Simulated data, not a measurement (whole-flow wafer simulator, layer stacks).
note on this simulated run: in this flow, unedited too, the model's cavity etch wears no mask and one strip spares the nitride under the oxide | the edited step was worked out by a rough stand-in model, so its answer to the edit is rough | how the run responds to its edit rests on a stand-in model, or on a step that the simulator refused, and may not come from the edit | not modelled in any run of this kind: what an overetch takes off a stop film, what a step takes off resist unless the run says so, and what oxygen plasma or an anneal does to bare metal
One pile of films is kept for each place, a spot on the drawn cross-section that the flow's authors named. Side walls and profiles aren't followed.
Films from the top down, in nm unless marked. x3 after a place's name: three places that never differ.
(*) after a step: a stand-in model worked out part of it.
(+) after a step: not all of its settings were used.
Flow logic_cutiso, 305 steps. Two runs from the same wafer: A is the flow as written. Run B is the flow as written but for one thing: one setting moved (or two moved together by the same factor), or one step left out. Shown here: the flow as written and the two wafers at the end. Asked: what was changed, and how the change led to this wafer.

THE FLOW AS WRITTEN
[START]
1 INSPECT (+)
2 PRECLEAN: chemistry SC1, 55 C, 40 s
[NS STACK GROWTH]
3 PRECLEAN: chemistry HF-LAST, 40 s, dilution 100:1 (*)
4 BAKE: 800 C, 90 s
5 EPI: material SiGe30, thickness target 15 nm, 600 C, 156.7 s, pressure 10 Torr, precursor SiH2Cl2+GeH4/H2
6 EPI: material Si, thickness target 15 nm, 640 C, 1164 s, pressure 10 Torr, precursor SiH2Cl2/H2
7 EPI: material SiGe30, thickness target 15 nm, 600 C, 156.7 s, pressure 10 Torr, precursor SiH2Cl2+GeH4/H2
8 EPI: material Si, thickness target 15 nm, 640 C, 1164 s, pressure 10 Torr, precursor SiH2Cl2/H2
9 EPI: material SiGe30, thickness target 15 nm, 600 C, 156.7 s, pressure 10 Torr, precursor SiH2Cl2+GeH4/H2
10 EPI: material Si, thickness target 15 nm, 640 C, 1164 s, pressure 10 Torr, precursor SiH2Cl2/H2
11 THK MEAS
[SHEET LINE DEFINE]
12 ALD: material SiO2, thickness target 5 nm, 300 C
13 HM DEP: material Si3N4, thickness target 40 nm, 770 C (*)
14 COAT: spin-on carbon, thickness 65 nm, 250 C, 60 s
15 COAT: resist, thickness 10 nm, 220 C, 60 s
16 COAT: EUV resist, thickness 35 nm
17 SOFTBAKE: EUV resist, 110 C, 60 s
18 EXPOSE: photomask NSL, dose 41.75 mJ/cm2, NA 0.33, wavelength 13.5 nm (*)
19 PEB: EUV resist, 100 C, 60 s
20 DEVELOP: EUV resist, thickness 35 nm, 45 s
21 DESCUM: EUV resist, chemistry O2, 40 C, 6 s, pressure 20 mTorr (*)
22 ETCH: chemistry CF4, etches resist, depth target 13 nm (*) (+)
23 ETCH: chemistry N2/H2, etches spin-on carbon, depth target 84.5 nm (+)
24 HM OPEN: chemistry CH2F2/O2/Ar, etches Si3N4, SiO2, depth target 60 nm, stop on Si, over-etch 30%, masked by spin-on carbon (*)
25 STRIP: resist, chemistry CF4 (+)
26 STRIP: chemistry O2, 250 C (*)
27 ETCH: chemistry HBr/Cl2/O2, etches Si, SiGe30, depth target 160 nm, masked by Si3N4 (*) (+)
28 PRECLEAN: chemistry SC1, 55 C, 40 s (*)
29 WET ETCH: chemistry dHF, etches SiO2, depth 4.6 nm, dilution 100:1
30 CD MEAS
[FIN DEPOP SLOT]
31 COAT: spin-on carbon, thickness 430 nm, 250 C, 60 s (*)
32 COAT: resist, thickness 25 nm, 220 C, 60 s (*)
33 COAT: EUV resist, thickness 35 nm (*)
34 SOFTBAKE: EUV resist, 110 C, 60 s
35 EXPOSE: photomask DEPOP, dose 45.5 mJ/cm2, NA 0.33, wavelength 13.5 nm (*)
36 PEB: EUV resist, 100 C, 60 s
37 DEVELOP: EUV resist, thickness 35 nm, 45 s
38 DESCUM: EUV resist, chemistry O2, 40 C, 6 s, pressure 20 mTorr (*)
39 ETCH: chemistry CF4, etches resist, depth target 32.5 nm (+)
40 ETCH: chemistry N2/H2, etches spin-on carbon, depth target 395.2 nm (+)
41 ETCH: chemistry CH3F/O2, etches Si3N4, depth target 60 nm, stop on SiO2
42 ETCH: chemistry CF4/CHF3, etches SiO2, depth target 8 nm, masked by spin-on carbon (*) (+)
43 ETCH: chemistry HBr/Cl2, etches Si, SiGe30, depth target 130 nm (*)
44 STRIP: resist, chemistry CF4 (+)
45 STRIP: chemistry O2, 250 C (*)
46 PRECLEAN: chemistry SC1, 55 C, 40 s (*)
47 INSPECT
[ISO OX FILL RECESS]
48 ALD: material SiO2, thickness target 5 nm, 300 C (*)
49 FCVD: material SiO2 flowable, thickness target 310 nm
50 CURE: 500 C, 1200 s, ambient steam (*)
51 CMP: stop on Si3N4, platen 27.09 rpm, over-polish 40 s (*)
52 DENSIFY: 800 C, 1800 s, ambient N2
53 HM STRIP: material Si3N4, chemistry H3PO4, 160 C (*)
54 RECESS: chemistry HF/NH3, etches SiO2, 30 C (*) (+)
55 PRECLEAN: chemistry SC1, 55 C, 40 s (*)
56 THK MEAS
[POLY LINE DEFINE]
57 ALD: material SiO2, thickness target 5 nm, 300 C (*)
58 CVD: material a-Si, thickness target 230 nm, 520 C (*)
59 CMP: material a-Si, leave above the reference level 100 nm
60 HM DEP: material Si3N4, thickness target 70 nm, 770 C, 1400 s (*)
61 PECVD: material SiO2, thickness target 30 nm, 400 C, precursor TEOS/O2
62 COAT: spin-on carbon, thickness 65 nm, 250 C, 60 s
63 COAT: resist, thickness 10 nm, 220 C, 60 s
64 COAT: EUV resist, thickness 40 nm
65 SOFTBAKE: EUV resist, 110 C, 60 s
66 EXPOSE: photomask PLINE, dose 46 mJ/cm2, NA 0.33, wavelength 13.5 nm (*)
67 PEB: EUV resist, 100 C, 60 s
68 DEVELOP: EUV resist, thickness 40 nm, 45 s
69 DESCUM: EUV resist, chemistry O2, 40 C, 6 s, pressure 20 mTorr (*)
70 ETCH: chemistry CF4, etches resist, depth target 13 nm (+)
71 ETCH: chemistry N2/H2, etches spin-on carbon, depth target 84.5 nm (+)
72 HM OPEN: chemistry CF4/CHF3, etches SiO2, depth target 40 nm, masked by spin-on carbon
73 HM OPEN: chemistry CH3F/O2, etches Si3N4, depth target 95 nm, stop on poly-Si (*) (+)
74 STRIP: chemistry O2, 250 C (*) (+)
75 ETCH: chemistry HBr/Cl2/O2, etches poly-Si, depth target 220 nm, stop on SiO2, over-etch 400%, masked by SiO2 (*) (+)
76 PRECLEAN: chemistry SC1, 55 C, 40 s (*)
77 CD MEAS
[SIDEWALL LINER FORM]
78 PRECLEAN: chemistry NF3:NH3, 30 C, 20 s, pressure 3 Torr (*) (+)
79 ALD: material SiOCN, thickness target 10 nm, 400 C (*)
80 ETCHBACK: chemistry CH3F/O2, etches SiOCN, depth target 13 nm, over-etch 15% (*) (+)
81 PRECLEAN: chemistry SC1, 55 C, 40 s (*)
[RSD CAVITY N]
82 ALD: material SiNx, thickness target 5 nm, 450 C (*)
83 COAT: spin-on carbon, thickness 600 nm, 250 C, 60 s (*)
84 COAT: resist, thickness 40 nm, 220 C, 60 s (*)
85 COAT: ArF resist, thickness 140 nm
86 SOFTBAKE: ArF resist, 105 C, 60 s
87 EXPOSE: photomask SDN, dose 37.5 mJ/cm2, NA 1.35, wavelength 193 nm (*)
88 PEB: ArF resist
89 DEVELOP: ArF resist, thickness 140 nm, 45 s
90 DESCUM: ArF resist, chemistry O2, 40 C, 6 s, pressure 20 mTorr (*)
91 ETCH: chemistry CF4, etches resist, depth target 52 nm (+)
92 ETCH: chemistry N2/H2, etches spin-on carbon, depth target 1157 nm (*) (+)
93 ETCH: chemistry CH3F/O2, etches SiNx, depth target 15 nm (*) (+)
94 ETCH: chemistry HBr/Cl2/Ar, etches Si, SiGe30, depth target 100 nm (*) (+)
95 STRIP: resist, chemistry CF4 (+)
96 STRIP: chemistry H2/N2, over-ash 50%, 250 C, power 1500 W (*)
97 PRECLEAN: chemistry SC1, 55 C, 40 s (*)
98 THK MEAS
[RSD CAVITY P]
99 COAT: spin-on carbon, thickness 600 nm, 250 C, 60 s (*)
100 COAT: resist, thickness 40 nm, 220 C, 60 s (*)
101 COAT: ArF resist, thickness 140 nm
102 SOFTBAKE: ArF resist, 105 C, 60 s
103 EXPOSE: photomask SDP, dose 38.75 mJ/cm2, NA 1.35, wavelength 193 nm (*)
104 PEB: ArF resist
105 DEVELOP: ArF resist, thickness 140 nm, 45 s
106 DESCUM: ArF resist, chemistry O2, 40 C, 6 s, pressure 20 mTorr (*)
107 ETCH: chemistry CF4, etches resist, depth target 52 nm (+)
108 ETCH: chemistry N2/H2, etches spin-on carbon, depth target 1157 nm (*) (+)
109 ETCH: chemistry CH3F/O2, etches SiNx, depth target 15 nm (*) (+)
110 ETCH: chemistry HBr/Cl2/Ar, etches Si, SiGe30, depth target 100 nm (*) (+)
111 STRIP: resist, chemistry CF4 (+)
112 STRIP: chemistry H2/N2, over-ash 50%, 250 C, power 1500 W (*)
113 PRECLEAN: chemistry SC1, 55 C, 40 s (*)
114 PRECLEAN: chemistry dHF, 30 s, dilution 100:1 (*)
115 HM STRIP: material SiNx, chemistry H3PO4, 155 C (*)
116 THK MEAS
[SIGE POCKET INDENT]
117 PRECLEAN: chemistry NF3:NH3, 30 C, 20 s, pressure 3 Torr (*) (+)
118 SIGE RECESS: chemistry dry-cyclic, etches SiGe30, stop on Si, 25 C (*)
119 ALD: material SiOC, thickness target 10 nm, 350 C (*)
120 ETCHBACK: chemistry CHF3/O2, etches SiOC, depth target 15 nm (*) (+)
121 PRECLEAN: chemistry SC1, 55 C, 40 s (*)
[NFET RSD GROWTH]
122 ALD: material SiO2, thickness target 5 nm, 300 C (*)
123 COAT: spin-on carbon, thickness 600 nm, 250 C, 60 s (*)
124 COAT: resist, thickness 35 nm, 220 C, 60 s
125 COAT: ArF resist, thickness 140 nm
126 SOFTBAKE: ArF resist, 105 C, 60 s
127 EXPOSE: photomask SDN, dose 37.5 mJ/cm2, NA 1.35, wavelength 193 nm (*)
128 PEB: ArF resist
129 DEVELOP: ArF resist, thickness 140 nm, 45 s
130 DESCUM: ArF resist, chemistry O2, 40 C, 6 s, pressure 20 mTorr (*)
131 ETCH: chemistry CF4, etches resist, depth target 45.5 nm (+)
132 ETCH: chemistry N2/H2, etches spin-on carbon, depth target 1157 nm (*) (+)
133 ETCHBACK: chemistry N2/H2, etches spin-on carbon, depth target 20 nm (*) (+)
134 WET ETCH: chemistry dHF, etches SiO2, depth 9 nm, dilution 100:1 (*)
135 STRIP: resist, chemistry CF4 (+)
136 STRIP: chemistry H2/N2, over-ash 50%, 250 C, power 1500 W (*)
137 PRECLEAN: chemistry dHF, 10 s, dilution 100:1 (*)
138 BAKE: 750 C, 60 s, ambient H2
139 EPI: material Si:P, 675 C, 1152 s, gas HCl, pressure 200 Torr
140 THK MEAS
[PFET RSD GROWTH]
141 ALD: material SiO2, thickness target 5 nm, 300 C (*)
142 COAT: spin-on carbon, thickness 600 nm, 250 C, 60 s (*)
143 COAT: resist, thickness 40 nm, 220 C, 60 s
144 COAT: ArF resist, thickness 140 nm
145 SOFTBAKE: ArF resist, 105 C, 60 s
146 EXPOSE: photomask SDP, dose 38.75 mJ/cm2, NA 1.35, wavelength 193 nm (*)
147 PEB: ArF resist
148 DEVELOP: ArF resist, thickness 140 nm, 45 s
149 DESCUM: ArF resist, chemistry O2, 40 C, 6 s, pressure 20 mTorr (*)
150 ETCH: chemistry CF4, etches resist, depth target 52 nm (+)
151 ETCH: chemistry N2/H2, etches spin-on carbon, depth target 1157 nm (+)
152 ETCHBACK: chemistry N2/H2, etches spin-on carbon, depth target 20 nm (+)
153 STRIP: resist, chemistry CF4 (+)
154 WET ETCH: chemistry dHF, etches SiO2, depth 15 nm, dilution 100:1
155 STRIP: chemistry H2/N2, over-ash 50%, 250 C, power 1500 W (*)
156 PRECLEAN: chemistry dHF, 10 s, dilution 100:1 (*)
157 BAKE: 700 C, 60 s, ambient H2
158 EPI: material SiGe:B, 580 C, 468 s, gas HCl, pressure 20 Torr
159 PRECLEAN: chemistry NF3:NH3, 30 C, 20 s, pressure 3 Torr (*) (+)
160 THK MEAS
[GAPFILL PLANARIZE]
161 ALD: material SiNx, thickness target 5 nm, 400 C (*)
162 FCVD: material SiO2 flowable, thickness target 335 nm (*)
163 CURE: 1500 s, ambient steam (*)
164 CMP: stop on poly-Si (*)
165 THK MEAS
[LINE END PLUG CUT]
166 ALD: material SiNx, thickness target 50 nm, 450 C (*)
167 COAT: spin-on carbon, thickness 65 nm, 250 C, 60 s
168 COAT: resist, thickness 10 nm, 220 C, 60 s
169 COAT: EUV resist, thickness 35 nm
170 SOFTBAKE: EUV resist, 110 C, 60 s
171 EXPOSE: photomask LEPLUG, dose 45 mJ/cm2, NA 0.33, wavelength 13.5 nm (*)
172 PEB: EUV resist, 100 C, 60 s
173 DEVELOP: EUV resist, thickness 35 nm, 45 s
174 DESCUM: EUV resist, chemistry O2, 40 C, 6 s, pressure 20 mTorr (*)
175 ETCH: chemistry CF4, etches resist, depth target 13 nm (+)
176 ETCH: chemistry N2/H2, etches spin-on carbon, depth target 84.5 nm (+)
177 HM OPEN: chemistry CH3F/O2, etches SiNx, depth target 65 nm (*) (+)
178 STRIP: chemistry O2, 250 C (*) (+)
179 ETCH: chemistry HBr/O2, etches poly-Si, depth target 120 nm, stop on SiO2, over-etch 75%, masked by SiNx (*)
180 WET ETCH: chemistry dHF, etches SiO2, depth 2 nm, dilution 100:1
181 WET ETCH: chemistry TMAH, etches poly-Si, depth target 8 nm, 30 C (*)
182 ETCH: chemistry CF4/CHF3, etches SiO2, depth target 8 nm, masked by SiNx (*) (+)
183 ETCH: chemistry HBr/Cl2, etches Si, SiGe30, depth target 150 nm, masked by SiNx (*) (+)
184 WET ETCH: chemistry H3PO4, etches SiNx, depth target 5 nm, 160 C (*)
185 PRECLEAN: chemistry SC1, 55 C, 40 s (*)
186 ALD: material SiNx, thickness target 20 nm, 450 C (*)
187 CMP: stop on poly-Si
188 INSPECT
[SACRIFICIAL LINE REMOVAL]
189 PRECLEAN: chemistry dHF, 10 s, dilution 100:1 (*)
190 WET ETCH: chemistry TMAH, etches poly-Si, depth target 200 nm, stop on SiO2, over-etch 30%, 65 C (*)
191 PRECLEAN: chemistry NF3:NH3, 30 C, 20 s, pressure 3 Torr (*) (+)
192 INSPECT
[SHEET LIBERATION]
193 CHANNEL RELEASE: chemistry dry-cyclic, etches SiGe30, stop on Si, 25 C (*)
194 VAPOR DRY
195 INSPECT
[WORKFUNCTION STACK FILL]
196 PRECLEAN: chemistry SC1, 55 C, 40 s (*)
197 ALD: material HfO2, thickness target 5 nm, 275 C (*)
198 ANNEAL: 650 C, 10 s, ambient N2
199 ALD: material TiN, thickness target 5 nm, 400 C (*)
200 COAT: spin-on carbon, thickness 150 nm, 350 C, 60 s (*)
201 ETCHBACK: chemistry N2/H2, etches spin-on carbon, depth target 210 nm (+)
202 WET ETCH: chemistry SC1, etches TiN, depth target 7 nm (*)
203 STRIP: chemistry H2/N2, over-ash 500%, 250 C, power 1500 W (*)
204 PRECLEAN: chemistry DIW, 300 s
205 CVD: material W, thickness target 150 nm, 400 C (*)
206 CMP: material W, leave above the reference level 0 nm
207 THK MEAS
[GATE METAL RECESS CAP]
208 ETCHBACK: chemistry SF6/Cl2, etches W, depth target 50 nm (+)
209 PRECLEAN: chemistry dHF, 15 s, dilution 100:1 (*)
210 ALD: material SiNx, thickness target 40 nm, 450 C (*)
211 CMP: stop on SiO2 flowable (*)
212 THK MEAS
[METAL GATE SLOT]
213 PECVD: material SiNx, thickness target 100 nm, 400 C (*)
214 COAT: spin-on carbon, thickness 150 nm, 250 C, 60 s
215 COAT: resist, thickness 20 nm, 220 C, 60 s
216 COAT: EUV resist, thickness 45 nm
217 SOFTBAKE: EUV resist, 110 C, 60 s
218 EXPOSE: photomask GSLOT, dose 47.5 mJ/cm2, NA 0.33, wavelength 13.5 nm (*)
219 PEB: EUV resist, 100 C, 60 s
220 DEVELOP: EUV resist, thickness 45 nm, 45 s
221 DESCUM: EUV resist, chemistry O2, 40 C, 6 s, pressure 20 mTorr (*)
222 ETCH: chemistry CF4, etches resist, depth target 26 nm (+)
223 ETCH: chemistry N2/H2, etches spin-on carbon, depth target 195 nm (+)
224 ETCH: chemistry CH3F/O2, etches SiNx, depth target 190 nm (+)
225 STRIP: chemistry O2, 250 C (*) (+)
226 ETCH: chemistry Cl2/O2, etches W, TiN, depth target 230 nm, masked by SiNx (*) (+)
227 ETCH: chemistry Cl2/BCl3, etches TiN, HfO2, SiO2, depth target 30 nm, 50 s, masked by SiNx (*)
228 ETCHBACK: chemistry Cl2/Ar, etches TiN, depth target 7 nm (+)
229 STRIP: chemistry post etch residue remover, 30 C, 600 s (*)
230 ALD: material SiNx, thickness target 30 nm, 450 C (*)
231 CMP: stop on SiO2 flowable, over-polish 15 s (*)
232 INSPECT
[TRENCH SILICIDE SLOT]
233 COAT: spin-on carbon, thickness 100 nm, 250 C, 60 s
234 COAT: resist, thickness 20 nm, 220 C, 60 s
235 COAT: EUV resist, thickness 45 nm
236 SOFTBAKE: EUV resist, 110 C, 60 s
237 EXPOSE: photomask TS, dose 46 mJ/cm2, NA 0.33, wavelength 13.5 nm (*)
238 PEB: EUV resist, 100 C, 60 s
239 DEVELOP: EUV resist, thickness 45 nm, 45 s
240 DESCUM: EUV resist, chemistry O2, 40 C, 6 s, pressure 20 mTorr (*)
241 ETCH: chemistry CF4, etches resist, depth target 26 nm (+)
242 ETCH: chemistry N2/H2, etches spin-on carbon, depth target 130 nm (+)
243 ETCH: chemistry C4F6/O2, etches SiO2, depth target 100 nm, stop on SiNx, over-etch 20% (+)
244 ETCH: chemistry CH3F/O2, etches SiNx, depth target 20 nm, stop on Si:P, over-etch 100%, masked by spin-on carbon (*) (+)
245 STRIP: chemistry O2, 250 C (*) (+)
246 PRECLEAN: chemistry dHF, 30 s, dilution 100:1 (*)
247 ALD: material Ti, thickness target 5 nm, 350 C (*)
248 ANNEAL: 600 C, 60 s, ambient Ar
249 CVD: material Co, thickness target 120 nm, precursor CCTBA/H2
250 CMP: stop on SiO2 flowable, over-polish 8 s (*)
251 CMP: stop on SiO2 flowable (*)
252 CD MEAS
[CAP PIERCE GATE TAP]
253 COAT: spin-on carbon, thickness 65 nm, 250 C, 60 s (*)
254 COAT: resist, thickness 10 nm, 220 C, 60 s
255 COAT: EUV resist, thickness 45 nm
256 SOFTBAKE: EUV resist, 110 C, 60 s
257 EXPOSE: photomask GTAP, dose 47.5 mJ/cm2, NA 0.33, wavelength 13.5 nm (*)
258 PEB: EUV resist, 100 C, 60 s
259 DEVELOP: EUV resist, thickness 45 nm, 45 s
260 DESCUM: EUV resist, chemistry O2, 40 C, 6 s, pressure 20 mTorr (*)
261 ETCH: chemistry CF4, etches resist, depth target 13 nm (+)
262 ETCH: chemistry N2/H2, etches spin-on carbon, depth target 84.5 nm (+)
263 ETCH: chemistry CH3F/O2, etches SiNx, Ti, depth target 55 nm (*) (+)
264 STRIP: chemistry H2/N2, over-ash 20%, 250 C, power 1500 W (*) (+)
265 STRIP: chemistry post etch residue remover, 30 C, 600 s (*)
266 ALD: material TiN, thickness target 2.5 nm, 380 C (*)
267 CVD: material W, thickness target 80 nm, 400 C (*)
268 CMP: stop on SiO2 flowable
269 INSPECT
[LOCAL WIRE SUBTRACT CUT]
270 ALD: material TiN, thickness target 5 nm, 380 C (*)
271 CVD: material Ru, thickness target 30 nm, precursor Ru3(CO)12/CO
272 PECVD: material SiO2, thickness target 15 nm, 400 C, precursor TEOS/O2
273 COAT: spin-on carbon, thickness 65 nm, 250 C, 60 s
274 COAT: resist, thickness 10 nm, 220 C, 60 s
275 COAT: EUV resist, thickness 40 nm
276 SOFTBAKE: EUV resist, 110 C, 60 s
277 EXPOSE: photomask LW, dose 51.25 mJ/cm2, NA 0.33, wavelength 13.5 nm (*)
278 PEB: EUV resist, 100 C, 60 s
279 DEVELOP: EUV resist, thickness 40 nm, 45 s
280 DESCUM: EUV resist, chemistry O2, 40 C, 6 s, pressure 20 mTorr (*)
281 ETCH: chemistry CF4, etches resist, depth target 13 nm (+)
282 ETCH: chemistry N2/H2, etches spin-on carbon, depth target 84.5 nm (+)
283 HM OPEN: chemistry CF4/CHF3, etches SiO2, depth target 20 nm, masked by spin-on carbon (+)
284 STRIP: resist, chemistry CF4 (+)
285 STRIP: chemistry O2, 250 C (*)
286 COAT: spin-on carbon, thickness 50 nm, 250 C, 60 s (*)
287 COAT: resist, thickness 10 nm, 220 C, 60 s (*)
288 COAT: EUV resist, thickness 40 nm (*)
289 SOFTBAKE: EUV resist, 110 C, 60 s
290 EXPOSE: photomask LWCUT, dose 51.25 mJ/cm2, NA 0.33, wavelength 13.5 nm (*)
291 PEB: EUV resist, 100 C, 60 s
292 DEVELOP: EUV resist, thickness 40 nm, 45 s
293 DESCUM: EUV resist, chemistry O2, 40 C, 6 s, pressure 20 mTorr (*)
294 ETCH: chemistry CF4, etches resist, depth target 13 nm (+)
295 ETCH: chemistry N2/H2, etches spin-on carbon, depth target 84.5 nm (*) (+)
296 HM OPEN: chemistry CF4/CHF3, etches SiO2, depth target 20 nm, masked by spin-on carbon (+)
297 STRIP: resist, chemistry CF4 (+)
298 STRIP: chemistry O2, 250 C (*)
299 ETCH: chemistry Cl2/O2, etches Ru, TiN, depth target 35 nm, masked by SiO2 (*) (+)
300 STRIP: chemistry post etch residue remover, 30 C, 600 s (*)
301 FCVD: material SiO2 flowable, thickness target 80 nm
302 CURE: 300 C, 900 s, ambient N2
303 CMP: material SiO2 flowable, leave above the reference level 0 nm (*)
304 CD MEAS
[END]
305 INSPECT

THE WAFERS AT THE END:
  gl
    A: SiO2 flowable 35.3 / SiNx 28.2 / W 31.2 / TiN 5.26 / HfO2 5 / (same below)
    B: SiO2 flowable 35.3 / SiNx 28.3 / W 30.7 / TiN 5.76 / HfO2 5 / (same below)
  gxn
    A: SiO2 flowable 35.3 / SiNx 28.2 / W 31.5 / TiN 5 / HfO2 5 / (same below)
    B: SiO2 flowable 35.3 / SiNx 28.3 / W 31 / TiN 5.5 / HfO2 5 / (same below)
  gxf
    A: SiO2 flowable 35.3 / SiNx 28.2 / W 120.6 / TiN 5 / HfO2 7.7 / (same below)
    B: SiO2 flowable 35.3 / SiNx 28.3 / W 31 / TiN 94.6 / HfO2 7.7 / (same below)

The cause: step 199, ALD: thickness target 5.5 nm was run, where the flow has thickness target 5 nm.
It can be read off the wafer: gxn has TiN 5.5, and step 199 as written asks for 5 nm.

How the change led to this, step by step:
  199 ALD: material TiN, thickness target 5 nm, 400 C (*)
      gfld: A TiN +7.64 (new film) | B TiN +8.14 (new film)
      gxf: A TiN +5 (new film) | B TiN +94.6 (new film)
  200 COAT: spin-on carbon, thickness 150 nm, 350 C, 60 s (*)
      gxf: A spin-on carbon +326 (new film) | B spin-on carbon +238.7 (new film)
  203 STRIP: chemistry H2/N2, over-ash 500%, 250 C, power 1500 W (*)
      gl, glp: A spin-on carbon -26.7 (all of it) | B spin-on carbon -28.5 (all of it)
      gxn, gxp: A spin-on carbon -26.8 (all of it) | B spin-on carbon -28.6 (all of it)
      (and at 2 more places)
  205 CVD: material W, thickness target 150 nm, 400 C (*)
      gxf: A W +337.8 (new film) | B W +248.2 (new film)
  226 ETCH: chemistry Cl2/O2, etches W, TiN, depth target 230 nm, masked by SiNx (*) (+)
      gfld: A W -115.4 (all of it), TiN -7.64 (all of it), HfO2 -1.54 | B W -114.9 (all of it), TiN -8.14 (all of it), HfO2 -1.54
